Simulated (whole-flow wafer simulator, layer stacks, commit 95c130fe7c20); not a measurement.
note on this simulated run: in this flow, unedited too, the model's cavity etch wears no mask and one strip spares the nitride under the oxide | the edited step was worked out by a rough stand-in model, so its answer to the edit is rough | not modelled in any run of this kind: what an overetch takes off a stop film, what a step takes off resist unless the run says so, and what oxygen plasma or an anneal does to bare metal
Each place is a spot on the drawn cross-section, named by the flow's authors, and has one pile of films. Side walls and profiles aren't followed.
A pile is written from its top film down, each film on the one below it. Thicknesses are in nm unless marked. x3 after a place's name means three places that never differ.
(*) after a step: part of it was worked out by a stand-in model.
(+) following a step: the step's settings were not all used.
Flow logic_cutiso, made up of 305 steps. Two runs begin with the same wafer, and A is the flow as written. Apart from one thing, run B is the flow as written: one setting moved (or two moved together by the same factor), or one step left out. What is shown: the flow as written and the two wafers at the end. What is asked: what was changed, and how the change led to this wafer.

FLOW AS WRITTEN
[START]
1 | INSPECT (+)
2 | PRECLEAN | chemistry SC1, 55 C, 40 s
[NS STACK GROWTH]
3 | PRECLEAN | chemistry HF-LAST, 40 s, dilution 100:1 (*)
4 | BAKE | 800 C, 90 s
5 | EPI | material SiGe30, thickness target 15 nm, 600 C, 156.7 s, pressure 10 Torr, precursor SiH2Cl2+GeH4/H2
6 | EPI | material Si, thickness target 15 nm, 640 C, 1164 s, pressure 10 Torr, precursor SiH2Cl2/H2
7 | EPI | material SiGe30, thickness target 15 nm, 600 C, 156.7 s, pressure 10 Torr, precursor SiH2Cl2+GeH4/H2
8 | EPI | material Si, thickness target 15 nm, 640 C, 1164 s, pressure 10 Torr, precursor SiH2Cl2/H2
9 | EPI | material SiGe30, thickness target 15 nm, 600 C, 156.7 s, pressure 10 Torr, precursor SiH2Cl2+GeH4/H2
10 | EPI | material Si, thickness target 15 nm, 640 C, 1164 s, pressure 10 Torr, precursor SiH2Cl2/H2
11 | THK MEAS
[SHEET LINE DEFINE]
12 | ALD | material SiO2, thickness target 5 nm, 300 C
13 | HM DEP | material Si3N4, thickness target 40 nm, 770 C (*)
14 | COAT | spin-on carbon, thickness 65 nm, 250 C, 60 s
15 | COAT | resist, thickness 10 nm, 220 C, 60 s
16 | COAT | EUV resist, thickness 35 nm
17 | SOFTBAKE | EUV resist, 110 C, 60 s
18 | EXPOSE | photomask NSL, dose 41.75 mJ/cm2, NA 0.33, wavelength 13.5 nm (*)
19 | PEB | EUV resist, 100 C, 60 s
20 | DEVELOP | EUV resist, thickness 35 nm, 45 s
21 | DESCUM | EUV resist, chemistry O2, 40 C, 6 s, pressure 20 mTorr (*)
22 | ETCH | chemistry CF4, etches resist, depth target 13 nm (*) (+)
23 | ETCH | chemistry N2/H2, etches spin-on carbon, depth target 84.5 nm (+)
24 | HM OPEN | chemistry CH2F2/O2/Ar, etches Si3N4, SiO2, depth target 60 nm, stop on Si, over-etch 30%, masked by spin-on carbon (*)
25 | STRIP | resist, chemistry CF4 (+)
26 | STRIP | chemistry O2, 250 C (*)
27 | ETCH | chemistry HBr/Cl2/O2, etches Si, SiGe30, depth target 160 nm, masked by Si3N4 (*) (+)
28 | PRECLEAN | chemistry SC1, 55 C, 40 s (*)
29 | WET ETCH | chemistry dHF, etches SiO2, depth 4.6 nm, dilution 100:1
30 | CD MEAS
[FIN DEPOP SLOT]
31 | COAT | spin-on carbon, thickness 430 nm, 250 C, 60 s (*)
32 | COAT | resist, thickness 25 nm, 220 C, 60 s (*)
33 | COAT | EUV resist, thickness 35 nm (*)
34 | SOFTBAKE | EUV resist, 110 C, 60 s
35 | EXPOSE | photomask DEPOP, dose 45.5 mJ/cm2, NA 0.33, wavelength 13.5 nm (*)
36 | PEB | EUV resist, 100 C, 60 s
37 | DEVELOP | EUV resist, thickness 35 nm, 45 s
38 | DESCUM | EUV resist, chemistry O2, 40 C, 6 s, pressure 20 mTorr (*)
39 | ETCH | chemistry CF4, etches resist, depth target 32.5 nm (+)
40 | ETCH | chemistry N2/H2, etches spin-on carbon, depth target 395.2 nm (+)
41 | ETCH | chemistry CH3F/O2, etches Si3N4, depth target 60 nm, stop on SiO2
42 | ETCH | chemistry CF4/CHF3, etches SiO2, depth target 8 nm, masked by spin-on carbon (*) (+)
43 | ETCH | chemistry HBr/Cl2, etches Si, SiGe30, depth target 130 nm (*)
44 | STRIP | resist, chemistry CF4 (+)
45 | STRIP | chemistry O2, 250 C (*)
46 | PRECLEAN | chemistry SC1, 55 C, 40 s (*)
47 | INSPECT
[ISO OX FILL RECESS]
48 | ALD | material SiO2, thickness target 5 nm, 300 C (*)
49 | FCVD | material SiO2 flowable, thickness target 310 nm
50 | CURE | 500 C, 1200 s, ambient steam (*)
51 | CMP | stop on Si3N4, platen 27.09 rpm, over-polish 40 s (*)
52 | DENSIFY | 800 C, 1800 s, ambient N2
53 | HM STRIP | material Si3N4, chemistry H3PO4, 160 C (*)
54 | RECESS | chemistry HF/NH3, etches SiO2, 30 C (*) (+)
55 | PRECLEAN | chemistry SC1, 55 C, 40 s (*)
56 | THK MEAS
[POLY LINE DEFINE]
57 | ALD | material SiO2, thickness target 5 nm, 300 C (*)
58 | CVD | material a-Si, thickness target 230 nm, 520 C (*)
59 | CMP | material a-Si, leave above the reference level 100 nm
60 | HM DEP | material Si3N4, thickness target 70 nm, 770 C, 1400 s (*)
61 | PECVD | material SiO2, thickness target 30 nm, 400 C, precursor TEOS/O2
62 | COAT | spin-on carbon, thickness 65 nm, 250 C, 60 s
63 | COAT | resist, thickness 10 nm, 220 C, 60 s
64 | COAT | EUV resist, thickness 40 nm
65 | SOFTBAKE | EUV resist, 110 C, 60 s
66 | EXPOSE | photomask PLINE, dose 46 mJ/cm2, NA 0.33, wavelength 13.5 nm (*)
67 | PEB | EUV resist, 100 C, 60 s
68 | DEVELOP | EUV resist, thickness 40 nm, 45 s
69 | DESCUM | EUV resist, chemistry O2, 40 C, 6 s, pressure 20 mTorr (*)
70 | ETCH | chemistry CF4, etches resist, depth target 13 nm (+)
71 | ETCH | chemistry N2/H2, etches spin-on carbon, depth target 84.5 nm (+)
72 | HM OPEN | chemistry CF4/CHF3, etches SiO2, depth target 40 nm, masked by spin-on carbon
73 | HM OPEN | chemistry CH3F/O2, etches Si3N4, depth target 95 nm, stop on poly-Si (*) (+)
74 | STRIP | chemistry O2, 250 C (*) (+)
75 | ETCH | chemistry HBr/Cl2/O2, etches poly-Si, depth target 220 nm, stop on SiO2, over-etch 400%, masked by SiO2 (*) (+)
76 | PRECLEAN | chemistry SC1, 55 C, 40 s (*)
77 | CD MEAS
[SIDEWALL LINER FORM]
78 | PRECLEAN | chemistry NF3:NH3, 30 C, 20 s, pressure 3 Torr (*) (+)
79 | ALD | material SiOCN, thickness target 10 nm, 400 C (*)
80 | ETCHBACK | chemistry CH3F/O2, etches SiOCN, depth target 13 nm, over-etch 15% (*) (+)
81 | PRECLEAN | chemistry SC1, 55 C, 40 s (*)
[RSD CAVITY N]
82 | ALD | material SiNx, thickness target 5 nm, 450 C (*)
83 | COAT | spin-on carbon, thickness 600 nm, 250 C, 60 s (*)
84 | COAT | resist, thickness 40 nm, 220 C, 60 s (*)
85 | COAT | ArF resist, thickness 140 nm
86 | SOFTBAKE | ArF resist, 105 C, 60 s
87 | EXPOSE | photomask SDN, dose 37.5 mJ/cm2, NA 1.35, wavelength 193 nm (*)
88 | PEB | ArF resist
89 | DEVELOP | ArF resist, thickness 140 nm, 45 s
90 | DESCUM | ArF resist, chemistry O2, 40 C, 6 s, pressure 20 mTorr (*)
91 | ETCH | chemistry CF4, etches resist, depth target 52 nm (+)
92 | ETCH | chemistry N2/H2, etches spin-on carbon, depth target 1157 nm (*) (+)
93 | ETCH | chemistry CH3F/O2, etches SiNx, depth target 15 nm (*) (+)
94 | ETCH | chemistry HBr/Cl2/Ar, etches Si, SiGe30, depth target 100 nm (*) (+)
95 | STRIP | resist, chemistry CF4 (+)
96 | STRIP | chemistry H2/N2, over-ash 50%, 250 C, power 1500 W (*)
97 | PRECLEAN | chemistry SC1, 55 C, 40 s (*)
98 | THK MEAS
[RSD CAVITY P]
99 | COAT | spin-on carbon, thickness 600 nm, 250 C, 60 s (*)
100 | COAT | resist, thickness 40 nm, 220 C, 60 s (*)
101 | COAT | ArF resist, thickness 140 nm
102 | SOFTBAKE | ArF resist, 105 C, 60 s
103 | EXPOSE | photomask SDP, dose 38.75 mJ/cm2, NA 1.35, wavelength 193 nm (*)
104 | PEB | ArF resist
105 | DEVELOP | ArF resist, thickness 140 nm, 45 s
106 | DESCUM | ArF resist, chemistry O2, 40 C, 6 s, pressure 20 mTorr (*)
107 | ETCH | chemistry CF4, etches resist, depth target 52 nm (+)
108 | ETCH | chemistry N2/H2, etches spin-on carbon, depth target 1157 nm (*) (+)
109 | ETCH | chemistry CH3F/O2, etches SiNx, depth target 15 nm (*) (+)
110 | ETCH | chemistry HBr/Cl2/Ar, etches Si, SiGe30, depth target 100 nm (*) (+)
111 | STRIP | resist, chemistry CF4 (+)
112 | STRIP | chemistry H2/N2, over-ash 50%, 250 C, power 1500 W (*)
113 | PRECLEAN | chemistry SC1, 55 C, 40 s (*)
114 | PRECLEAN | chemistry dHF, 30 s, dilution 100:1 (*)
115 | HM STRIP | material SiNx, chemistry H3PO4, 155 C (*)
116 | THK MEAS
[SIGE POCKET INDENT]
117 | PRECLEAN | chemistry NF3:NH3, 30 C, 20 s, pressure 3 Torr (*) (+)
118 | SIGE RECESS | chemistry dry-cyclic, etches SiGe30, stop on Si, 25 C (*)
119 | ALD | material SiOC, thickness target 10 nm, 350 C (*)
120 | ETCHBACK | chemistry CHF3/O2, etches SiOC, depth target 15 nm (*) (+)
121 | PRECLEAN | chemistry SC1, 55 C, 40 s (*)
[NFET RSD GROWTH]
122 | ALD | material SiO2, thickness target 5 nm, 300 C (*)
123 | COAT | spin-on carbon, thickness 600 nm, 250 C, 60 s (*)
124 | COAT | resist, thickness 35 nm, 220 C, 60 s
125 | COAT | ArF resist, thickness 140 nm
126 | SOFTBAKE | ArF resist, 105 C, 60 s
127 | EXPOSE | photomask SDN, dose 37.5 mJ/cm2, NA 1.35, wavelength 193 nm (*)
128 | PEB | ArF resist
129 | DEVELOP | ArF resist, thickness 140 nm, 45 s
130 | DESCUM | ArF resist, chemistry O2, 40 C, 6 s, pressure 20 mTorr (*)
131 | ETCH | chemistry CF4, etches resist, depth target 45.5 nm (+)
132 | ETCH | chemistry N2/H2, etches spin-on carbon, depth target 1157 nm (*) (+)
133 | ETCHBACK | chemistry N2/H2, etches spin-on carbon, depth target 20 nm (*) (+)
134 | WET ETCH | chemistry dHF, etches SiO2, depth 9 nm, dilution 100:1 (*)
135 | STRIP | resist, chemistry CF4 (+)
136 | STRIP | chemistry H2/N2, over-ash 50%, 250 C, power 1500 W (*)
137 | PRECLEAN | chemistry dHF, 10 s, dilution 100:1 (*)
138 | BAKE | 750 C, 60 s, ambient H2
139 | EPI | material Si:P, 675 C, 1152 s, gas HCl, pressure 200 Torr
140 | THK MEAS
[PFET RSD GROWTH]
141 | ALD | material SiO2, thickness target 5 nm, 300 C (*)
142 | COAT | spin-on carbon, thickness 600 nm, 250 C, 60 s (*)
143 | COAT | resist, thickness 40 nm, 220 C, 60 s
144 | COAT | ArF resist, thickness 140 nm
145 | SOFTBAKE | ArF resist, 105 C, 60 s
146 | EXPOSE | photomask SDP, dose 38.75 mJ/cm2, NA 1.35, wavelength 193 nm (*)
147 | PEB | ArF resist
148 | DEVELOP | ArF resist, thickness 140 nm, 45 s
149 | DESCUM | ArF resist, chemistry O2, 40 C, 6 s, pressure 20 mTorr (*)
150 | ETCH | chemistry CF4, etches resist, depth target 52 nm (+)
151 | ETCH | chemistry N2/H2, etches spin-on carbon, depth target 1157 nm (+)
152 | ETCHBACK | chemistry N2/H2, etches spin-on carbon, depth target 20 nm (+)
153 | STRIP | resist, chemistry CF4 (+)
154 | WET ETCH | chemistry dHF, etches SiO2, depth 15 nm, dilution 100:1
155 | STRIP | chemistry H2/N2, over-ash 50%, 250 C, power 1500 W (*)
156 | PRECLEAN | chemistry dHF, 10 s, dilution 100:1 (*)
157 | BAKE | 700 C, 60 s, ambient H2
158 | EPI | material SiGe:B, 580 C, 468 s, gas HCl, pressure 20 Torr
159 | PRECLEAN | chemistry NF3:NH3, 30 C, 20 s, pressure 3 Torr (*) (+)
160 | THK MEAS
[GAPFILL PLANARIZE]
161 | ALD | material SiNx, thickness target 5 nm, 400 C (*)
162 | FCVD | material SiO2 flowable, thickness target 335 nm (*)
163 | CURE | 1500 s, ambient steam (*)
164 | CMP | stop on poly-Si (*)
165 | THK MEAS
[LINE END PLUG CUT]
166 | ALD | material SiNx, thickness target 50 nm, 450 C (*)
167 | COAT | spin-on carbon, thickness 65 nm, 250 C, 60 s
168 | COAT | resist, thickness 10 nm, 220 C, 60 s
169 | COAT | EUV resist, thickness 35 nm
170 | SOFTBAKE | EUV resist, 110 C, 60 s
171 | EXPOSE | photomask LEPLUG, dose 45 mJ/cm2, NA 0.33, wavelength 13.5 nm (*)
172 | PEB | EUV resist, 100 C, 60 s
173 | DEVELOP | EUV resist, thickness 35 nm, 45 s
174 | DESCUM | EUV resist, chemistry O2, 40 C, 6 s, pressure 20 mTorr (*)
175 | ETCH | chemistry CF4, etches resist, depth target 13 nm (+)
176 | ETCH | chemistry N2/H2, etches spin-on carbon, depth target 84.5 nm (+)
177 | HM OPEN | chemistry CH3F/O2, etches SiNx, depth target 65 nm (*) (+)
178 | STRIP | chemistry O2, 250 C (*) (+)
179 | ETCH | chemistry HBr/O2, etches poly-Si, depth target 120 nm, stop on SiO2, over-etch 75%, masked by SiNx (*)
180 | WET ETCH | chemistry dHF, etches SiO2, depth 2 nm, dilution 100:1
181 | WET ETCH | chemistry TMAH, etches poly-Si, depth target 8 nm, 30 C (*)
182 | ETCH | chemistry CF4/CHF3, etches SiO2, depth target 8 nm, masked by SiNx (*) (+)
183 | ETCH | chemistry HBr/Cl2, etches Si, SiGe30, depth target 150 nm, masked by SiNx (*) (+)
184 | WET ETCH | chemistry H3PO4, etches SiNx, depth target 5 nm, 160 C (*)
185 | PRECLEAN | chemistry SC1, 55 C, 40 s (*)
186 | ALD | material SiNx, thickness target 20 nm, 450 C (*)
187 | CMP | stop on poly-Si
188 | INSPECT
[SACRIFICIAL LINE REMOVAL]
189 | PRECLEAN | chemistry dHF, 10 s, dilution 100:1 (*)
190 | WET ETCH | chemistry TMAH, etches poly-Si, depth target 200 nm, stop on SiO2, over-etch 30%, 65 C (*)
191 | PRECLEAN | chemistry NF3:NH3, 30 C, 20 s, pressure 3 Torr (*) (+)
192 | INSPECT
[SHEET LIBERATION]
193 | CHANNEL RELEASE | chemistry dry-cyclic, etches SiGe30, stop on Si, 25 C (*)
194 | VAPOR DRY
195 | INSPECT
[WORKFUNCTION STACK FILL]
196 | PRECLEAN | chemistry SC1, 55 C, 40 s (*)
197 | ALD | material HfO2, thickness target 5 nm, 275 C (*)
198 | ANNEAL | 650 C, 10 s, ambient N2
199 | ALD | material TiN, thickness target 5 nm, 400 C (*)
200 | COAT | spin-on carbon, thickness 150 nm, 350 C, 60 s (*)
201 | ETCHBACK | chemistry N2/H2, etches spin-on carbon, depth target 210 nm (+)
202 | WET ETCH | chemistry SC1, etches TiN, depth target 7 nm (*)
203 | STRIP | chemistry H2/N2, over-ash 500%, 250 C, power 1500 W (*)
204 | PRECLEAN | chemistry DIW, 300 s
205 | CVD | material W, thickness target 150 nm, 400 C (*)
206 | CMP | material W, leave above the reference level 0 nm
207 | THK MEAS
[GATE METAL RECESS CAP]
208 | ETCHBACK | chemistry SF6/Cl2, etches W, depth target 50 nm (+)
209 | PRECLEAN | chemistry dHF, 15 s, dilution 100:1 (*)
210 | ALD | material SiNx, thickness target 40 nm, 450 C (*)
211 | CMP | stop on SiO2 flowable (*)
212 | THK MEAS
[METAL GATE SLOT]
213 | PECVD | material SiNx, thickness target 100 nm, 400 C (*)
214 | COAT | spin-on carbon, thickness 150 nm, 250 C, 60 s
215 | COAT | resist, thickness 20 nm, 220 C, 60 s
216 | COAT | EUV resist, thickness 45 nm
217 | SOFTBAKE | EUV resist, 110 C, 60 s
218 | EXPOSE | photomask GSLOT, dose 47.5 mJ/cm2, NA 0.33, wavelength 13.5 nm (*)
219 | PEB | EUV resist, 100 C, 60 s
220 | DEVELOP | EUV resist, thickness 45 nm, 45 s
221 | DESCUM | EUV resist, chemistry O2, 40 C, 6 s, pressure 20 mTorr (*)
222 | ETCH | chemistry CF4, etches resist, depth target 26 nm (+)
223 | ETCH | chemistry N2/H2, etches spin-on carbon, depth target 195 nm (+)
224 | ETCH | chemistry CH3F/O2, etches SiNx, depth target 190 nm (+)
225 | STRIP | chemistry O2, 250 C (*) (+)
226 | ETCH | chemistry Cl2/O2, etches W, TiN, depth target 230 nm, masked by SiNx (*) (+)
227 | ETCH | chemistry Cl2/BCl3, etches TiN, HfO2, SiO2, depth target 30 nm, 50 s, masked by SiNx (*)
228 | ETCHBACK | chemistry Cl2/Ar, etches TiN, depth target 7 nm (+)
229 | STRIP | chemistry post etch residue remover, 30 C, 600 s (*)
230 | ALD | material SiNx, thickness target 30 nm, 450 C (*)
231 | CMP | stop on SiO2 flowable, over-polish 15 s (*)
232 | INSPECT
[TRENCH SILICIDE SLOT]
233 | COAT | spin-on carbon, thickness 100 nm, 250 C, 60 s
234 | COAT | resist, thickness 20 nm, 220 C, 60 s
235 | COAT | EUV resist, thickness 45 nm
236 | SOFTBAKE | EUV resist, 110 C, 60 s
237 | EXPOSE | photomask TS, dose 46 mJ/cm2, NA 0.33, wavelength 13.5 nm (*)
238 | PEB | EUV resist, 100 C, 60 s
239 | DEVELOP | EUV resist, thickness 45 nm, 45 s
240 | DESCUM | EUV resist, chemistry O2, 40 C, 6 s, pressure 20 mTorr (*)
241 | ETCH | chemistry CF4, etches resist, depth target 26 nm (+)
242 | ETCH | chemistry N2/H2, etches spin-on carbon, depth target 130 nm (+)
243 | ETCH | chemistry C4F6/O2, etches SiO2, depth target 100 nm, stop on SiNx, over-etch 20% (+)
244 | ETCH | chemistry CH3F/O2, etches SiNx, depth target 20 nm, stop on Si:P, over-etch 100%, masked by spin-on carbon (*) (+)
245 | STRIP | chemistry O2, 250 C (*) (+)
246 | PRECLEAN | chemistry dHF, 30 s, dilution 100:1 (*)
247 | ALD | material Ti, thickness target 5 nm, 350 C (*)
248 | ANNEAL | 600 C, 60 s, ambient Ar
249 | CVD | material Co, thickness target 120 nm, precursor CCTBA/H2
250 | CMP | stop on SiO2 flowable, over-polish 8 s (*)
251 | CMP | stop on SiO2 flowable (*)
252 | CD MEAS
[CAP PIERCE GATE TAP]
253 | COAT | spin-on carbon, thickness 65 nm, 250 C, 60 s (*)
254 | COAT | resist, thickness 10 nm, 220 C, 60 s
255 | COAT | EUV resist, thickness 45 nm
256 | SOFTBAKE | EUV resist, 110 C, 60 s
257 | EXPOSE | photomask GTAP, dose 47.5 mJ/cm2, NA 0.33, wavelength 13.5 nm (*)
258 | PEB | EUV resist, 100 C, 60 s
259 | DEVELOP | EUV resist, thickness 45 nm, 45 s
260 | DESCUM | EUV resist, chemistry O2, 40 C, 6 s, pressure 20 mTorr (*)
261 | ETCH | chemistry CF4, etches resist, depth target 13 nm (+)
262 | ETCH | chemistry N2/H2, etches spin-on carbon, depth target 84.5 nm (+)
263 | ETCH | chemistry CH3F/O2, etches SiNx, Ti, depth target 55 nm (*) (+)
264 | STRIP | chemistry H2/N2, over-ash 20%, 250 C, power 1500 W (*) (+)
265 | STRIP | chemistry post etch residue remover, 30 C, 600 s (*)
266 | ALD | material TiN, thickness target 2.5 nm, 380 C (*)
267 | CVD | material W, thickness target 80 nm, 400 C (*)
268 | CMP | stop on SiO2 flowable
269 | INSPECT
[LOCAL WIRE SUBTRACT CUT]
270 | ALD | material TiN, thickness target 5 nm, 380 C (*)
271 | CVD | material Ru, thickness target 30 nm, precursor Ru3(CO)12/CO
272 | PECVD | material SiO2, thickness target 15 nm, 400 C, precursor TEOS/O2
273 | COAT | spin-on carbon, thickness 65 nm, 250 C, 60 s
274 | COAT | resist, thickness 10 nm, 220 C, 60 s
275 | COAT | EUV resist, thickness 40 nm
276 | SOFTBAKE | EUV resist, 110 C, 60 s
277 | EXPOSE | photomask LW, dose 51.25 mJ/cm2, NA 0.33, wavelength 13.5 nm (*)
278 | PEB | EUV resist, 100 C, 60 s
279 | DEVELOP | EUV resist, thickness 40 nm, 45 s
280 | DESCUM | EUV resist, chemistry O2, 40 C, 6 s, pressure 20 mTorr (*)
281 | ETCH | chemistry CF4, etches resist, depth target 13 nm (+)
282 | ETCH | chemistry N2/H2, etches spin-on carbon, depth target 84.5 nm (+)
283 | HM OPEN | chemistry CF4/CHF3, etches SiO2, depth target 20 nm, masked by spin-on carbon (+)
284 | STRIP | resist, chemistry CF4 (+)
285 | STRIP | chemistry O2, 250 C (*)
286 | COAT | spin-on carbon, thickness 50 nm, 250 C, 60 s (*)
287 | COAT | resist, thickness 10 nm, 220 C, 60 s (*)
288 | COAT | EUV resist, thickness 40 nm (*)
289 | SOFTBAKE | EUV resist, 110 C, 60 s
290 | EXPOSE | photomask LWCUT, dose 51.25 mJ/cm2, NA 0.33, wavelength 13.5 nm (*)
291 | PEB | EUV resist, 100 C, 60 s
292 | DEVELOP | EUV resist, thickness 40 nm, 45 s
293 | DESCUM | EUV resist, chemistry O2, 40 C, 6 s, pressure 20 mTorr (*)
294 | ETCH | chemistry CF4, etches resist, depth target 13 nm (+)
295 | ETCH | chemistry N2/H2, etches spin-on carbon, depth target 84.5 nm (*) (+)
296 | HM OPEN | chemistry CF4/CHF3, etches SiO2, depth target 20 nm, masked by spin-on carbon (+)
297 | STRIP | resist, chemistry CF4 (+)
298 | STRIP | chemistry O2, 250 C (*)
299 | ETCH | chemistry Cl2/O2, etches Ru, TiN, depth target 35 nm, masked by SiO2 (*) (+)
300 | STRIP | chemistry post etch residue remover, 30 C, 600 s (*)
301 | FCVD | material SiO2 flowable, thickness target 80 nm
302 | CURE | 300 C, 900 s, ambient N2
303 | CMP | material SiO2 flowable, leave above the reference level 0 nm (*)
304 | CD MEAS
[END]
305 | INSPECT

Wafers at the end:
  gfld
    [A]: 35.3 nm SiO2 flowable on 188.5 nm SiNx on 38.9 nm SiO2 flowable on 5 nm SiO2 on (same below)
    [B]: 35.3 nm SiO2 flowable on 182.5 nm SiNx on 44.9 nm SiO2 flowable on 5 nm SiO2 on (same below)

Cause: step 227, ETCH: depth target 24 nm was run, whereas the flow has depth target 30 nm.

How this came from the change, step by step:
  227 | ETCH | chemistry Cl2/BCl3, etches TiN, HfO2, SiO2, depth target 30 nm, 50 s, masked by SiNx (*)
      gfld: A HfO2 loses 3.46 (all of it), SiO2 flowable loses 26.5 | B HfO2 loses 3.46 (all of it), SiO2 flowable loses 20.5
  230 | ALD | material SiNx, thickness target 30 nm, 450 C (*)
      gfld: A SiNx gains 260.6 (new film) | B SiNx gains 254.6 (new film)
